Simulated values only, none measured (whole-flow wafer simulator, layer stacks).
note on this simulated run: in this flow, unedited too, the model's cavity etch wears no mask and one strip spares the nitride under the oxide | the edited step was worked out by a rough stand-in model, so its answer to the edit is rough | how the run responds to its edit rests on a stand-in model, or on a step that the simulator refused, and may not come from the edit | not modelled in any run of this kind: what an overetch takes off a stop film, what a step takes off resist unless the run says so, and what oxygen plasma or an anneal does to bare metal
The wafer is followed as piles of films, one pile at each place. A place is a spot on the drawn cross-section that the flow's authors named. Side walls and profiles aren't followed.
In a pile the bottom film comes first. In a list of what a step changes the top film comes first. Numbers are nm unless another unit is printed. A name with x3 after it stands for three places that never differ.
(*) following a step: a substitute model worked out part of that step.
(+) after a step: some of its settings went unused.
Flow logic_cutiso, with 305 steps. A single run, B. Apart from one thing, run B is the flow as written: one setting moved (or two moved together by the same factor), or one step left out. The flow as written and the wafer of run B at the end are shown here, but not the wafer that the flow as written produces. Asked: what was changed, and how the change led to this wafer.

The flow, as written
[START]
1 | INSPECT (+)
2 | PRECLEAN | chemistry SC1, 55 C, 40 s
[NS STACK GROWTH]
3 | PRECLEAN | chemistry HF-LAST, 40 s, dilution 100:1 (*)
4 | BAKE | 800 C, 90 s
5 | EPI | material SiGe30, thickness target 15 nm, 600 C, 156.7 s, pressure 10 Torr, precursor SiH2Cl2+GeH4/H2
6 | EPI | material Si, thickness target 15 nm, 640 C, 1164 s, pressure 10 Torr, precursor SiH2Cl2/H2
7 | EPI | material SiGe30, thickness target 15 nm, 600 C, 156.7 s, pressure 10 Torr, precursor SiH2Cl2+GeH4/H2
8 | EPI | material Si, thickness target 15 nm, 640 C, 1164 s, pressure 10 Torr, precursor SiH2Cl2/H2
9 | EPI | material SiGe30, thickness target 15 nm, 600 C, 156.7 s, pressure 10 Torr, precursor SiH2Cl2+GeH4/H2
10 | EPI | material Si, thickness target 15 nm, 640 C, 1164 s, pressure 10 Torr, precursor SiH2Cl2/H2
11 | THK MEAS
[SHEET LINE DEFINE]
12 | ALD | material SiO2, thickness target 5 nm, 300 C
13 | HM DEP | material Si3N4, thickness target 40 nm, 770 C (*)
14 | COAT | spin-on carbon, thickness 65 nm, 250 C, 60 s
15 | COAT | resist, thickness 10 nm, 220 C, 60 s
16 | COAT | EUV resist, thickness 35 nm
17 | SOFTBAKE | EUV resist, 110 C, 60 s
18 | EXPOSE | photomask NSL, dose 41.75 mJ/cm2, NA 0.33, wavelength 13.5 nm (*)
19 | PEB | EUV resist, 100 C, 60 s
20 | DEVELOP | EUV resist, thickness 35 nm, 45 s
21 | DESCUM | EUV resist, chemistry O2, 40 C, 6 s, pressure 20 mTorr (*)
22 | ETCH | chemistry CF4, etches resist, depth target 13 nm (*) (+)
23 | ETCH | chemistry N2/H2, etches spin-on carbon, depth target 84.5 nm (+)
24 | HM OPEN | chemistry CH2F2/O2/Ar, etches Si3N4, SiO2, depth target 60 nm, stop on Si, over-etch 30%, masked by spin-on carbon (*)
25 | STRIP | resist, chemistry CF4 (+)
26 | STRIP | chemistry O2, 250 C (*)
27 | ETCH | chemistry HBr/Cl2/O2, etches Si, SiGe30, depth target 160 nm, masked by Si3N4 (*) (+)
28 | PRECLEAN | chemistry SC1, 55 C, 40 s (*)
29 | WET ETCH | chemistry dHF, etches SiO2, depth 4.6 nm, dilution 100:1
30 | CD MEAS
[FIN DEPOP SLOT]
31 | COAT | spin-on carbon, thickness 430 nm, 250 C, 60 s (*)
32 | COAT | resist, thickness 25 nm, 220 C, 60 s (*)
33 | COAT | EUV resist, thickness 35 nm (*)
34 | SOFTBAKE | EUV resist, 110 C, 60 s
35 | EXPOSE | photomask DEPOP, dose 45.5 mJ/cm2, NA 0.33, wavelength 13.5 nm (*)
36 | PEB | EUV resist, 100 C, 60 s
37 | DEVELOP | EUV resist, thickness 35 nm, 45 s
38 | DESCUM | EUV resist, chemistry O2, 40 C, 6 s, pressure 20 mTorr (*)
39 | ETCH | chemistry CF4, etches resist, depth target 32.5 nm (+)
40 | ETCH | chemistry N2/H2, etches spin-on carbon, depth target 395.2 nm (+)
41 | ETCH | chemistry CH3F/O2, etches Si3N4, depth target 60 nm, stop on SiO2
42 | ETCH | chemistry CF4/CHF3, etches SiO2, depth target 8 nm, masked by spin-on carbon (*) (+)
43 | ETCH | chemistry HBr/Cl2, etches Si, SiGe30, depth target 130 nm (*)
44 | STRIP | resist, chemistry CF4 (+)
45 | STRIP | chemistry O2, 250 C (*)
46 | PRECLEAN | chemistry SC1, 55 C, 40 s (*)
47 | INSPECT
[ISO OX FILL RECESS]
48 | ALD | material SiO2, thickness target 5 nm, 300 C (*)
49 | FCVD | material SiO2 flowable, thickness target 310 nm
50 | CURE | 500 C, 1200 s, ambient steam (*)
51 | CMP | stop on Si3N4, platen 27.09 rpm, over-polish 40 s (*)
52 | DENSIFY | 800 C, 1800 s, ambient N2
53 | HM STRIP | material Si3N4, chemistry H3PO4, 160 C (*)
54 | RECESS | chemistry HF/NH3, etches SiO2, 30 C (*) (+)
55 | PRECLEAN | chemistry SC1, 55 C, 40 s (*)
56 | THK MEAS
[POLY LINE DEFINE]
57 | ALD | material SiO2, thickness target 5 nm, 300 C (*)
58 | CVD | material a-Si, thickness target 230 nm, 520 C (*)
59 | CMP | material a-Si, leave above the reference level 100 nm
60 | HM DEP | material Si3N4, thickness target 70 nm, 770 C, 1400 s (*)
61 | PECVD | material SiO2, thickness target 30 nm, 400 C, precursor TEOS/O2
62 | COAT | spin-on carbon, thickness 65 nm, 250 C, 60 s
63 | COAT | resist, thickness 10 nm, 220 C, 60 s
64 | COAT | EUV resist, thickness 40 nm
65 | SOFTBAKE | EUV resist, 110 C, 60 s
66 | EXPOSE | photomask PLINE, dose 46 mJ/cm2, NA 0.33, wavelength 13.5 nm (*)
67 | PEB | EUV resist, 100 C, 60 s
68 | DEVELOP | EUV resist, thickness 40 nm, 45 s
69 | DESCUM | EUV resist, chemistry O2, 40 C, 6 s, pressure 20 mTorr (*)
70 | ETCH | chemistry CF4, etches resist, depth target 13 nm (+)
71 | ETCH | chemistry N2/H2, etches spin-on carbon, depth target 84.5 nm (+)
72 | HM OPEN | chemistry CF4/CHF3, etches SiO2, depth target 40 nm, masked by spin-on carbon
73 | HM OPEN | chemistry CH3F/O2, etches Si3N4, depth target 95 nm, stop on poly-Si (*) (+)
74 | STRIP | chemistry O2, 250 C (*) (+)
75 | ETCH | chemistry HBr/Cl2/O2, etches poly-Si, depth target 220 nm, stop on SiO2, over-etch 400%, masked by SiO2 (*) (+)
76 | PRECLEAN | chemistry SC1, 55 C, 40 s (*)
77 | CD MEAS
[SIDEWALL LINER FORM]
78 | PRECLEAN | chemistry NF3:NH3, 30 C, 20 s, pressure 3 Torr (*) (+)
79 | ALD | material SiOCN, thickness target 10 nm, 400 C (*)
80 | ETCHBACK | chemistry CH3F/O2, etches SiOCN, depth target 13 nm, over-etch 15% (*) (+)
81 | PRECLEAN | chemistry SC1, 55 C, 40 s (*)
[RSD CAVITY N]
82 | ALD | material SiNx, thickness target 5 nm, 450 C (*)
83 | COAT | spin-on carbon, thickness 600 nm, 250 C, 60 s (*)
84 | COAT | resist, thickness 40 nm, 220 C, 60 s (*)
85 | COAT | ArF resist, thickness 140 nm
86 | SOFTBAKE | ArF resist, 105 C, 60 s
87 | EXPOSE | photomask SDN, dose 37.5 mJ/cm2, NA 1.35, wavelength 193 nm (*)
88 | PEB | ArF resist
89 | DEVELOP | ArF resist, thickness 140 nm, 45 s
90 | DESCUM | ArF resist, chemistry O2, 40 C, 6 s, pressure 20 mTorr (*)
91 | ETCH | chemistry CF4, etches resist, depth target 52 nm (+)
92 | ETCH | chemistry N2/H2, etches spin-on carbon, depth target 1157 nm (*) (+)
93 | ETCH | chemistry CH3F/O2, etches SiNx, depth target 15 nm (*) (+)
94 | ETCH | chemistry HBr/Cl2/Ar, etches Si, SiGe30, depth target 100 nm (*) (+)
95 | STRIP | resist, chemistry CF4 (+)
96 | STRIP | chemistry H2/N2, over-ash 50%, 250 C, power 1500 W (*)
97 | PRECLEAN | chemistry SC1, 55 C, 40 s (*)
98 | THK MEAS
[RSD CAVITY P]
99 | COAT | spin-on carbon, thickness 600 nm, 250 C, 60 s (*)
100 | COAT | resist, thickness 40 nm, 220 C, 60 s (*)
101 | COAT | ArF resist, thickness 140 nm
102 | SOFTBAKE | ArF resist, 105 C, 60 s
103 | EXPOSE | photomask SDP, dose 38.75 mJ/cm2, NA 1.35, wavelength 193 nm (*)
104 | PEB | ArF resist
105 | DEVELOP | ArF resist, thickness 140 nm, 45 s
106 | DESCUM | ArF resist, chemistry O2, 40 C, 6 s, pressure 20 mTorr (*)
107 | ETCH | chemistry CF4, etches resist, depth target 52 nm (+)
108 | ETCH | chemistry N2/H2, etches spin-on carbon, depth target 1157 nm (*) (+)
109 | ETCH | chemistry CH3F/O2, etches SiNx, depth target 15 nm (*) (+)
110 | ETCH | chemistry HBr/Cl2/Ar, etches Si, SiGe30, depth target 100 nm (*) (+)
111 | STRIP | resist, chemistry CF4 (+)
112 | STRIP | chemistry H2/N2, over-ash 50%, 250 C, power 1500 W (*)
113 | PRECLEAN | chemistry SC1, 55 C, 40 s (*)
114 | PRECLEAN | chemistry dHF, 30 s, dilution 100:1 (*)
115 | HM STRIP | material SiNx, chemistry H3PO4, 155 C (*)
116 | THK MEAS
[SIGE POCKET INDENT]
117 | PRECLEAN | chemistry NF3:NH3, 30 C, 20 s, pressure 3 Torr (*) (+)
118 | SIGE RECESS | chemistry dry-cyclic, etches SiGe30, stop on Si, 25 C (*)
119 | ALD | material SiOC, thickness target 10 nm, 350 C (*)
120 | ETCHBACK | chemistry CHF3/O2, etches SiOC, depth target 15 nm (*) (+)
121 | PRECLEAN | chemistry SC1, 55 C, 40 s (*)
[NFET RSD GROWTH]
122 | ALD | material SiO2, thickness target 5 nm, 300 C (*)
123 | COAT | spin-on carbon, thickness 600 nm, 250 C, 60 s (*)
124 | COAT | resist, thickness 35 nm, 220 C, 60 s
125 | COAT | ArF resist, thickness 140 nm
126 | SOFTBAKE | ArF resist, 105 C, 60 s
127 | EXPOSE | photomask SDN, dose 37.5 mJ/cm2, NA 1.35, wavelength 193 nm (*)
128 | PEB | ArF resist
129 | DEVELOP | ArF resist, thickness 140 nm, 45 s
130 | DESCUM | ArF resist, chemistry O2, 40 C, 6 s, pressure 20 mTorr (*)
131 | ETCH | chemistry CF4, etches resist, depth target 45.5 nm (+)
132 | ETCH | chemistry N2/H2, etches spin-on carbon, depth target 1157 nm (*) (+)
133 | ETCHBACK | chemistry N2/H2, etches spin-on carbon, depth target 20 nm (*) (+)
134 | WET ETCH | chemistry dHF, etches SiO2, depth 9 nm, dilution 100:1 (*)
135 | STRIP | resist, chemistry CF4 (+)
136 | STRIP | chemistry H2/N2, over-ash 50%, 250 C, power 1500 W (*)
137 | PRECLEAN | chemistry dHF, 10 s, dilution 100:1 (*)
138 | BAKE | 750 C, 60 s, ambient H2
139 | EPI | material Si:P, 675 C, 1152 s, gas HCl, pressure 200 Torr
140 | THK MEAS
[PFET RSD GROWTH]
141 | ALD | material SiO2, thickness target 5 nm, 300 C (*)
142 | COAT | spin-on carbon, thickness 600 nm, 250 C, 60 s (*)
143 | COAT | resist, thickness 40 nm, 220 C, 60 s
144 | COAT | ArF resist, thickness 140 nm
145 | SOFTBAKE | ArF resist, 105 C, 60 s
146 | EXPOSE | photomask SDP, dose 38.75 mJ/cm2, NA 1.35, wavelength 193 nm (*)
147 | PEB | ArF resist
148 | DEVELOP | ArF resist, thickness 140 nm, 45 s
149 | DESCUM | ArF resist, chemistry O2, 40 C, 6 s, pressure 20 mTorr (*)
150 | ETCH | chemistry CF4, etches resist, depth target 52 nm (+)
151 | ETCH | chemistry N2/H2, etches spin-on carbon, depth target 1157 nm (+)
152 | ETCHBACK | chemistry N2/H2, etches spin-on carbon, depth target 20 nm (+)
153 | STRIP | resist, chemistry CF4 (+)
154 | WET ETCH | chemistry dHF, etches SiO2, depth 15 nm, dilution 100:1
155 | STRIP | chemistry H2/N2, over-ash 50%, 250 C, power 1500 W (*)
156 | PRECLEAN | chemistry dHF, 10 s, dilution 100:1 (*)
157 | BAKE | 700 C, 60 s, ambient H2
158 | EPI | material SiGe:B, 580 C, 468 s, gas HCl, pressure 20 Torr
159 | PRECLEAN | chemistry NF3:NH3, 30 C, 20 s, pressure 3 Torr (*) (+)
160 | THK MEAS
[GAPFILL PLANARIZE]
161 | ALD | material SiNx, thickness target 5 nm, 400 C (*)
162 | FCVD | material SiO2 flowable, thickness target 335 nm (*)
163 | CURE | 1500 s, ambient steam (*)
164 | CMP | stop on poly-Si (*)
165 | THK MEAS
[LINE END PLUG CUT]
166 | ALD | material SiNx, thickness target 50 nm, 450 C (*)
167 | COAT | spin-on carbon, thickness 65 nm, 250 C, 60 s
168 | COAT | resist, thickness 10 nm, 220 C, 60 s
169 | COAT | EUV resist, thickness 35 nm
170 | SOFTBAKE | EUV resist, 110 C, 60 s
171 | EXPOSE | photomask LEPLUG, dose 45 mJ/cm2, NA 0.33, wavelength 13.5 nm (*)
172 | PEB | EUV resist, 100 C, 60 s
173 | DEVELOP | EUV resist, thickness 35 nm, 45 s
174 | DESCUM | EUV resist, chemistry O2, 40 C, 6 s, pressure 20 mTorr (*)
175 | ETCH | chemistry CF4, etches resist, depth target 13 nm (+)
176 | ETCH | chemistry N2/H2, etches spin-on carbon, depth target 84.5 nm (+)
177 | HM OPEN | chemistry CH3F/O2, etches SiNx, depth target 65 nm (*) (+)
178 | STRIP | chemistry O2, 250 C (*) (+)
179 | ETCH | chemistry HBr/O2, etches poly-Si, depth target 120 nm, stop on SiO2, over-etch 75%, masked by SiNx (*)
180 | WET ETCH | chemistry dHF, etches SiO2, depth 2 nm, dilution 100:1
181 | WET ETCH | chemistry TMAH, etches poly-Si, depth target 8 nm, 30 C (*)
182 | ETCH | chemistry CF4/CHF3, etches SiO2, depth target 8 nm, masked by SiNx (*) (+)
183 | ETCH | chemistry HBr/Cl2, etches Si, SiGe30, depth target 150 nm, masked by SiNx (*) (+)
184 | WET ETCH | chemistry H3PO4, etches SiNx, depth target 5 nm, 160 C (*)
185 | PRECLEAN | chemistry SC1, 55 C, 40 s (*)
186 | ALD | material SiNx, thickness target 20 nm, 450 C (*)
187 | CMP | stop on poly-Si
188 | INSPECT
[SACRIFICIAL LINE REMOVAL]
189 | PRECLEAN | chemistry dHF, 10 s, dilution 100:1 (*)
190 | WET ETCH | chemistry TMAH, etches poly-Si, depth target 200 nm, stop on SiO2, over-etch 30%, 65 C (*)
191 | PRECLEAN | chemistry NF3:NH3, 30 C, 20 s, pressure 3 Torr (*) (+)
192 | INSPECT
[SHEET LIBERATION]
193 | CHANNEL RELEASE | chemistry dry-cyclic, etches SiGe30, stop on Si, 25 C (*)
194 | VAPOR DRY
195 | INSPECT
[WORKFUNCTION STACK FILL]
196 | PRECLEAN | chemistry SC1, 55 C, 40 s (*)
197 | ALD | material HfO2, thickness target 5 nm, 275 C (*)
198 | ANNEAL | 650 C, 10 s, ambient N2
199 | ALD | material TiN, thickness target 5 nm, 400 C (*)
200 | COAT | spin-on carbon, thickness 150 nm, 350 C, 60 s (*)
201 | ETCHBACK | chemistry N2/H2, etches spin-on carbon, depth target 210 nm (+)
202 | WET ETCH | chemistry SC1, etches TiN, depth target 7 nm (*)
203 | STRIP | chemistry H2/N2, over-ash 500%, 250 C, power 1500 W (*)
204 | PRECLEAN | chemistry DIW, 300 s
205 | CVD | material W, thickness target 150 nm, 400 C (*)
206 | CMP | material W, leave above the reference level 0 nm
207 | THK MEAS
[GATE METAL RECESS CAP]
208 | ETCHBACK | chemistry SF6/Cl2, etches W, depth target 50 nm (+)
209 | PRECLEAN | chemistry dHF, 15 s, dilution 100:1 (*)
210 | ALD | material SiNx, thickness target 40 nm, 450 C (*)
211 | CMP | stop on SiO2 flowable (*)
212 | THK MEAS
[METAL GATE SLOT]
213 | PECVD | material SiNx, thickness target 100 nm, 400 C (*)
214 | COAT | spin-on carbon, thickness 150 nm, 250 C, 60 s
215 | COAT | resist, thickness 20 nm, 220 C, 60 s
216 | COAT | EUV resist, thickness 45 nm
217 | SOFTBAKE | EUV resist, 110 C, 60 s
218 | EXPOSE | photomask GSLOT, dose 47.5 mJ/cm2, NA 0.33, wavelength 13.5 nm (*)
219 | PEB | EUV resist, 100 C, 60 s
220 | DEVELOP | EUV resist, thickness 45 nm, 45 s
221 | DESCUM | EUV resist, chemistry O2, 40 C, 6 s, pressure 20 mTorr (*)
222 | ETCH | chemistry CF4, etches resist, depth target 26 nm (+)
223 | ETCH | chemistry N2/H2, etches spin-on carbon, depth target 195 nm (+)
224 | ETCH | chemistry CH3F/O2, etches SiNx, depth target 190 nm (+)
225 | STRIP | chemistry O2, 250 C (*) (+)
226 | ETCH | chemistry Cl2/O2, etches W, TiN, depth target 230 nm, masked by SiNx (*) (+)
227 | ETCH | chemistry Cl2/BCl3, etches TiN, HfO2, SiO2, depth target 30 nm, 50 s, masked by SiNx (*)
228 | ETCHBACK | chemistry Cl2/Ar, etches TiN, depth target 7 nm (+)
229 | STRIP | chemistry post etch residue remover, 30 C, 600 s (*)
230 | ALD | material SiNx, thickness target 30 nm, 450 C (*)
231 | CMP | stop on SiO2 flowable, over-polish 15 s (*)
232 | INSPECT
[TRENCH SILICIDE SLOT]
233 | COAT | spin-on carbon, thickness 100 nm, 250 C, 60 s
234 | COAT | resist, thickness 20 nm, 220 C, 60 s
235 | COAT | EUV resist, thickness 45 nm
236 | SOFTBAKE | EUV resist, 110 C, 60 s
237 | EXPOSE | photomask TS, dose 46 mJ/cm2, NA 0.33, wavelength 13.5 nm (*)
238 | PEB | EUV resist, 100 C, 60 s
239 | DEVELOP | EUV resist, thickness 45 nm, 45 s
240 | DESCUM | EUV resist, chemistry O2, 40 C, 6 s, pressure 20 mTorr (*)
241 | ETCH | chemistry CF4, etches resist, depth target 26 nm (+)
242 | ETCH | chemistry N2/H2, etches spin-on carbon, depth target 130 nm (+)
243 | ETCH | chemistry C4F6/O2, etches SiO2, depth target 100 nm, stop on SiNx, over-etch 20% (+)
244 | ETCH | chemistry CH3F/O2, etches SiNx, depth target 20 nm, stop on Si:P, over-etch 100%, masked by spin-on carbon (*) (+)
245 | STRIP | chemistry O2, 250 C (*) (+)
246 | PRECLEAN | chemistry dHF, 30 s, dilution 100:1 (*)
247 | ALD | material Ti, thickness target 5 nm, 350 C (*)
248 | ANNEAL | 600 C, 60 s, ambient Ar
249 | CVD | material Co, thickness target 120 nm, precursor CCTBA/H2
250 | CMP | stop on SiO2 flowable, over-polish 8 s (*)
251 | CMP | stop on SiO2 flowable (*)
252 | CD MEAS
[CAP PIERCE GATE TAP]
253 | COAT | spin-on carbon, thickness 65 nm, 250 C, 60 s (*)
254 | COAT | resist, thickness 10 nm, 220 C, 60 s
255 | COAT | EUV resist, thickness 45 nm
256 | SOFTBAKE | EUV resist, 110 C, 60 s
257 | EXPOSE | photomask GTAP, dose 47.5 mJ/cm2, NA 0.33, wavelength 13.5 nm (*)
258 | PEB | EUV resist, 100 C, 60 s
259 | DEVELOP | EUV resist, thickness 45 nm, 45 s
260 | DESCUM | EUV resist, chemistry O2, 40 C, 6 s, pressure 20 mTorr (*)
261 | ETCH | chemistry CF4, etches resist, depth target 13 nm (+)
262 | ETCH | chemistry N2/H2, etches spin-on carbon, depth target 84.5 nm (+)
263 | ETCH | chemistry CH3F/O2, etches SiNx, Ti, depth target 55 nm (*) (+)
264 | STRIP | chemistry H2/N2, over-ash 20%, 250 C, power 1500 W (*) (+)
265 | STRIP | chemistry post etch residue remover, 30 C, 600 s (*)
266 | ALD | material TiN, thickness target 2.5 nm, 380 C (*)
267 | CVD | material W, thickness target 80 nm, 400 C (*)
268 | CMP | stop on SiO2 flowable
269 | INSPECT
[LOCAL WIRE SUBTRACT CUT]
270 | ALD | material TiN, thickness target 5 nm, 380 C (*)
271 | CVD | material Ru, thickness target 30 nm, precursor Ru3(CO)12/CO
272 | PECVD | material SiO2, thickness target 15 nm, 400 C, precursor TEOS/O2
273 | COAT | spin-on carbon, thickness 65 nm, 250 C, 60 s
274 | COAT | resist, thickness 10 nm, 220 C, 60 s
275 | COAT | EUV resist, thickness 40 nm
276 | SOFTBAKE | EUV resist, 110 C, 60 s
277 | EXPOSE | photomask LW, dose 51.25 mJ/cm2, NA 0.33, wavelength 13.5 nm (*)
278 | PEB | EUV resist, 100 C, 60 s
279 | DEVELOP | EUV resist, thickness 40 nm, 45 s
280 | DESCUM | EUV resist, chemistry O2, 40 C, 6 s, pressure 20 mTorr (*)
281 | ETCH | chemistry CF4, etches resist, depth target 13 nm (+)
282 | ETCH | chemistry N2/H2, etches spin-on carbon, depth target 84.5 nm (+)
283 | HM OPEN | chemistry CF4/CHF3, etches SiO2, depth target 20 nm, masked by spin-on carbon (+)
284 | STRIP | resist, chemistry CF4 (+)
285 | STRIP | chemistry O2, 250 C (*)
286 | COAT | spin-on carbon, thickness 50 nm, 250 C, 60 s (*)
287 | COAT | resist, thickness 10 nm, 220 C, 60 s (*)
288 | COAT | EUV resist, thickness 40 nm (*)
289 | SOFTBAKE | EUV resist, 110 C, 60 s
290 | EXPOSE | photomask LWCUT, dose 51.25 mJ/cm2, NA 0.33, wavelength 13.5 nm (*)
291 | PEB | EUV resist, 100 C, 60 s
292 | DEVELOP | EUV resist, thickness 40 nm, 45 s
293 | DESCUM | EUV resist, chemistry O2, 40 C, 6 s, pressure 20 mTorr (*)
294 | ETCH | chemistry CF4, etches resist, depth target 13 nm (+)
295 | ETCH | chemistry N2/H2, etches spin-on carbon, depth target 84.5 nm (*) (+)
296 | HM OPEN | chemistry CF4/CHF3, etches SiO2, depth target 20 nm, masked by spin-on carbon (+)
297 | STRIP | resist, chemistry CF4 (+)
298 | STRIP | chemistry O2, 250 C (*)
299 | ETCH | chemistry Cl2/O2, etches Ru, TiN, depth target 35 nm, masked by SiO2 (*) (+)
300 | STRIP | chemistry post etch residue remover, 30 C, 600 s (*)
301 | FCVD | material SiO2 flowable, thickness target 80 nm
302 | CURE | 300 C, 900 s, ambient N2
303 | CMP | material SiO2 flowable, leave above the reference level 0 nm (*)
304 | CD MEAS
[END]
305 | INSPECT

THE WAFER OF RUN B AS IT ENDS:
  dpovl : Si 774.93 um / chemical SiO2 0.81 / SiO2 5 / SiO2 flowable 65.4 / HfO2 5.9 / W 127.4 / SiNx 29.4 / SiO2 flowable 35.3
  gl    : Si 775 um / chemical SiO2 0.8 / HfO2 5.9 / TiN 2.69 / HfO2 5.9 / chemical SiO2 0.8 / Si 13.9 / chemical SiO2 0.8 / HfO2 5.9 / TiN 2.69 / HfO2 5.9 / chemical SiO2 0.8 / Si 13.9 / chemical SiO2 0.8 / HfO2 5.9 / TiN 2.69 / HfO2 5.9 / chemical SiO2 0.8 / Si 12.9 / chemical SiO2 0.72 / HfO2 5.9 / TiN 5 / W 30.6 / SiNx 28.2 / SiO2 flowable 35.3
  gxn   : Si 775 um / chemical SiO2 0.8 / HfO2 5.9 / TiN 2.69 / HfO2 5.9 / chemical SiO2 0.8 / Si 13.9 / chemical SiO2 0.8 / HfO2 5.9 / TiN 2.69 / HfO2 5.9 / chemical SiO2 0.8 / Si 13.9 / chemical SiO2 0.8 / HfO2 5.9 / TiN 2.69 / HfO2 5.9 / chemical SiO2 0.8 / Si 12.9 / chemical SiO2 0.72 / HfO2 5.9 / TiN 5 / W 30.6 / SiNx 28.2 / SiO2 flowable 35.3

The reason: step 197, ALD: thickness target 5.9 nm was run, though the flow has thickness target 5 nm.
The wafer lets one read it off: dpovl has HfO2 5.9, and step 197 as written asks for 5 nm.

The path from the change to this, step by step:
  197 | ALD | material HfO2, thickness target 5 nm, 275 C (*)
      depop, dpovl, gfld and 12 more: HfO2 gains 5.9 (new film) (in the flow as written it would be: HfO2 gains 5 (new film))
      gl, glp, gxn, gxp, ns, tap: HfO2 gains 5.9 (new film), HfO2 gains 5.9 (new film), cavity loses 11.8, HfO2 gains 5.9 (new film), HfO2 gains 5.9 (new film), cavity loses 11.8, HfO2 gains 5.9 (new film), HfO2 gains 5.9 (new film), cavity loses 11.8, HfO2 gains 5.9 (new film) (in the flow as written it would be: HfO2 gains 5 (new film), HfO2 gains 5 (new film), cavity loses 10, HfO2 gains 5 (new film), HfO2 gains 5 (new film), cavity loses 10, HfO2 gains 5 (new film), HfO2 gains 5 (new film), cavity loses 10, HfO2 gains 5 (new film))
      (also at 1 further place)
  199 | ALD | material TiN, thickness target 5 nm, 400 C (*)
      gl, glp, tap: TiN gains 5 (new film), TiN gains 2.69 (new film), cavity loses 2.69 (all of it), TiN gains 2.69 (new film), cavity loses 2.69 (all of it), TiN gains 2.69 (new film), cavity loses 2.69 (all of it) (in the flow as written it would be: TiN gains 5.26 (new film), TiN gains 4.49 (new film), cavity loses 4.49 (all of it), TiN gains 4.49 (new film), cavity loses 4.49 (all of it), TiN gains 4.49 (new film), cavity loses 4.49 (all of it))
      gxn, gxp, ns: TiN gains 5 (new film), TiN gains 2.69 (new film), cavity loses 2.69 (all of it), TiN gains 2.69 (new film), cavity loses 2.69 (all of it), TiN gains 2.69 (new film), cavity loses 2.69 (all of it) (in the flow as written it would be: TiN gains 5 (new film), TiN gains 4.49 (new film), cavity loses 4.49 (all of it), TiN gains 4.49 (new film), cavity loses 4.49 (all of it), TiN gains 4.49 (new film), cavity loses 4.49 (all of it))
      (also at 2 further places)
  200 | COAT | spin-on carbon, thickness 150 nm, 350 C, 60 s (*)
      gxf: spin-on carbon gains 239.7 (new film) (in the flow as written it would be: spin-on carbon gains 326 (new film))
  203 | STRIP | chemistry H2/N2, over-ash 500%, 250 C, power 1500 W (*)
      gl, glp: spin-on carbon loses 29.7 (all of it) (in the flow as written it would be: spin-on carbon loses 26.7 (all of it))
      gxn, gxp: spin-on carbon loses 29.6 (all of it) (in the flow as written it would be: spin-on carbon loses 26.8 (all of it))
      (also at 3 further places)
  205 | CVD | material W, thickness target 150 nm, 400 C (*)
      gxf: W gains 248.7 (new film) (in the flow as written it would be: W gains 337.8 (new film))
  206 | CMP | material W, leave above the reference level 0 nm
      lnr, lnri, lnrp, lnrt: W loses 150 (all of it), HfO2 loses 5.9 (all of it), SiOCN loses 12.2 (in the flow as written it would be: W loses 150 (all of it), HfO2 loses 5 (all of it), SiOCN loses 12.2)
      rsdn, rsdp, rsdw, rsdx: W loses 162.2 (all of it), HfO2 loses 5.9 (all of it) (in the flow as written it would be: W loses 162.2 (all of it), HfO2 loses 5 (all of it))
      (also at 2 further places)
  226 | ETCH | chemistry Cl2/O2, etches W, TiN, depth target 230 nm, masked by SiNx (*) (+)
      gfld: W loses 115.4 (all of it), TiN loses 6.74 (all of it), HfO2 loses 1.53 (in the flow as written it would be: W loses 115.4 (all of it), TiN loses 7.64 (all of it), HfO2 loses 1.54)
  227 | ETCH | chemistry Cl2/BCl3, etches TiN, HfO2, SiO2, depth target 30 nm, 50 s, masked by SiNx (*)
      gfld: HfO2 loses 4.37 (all of it), SiO2 flowable loses 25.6 (in the flow as written it would be: HfO2 loses 3.46 (all of it), SiO2 flowable loses 26.5)
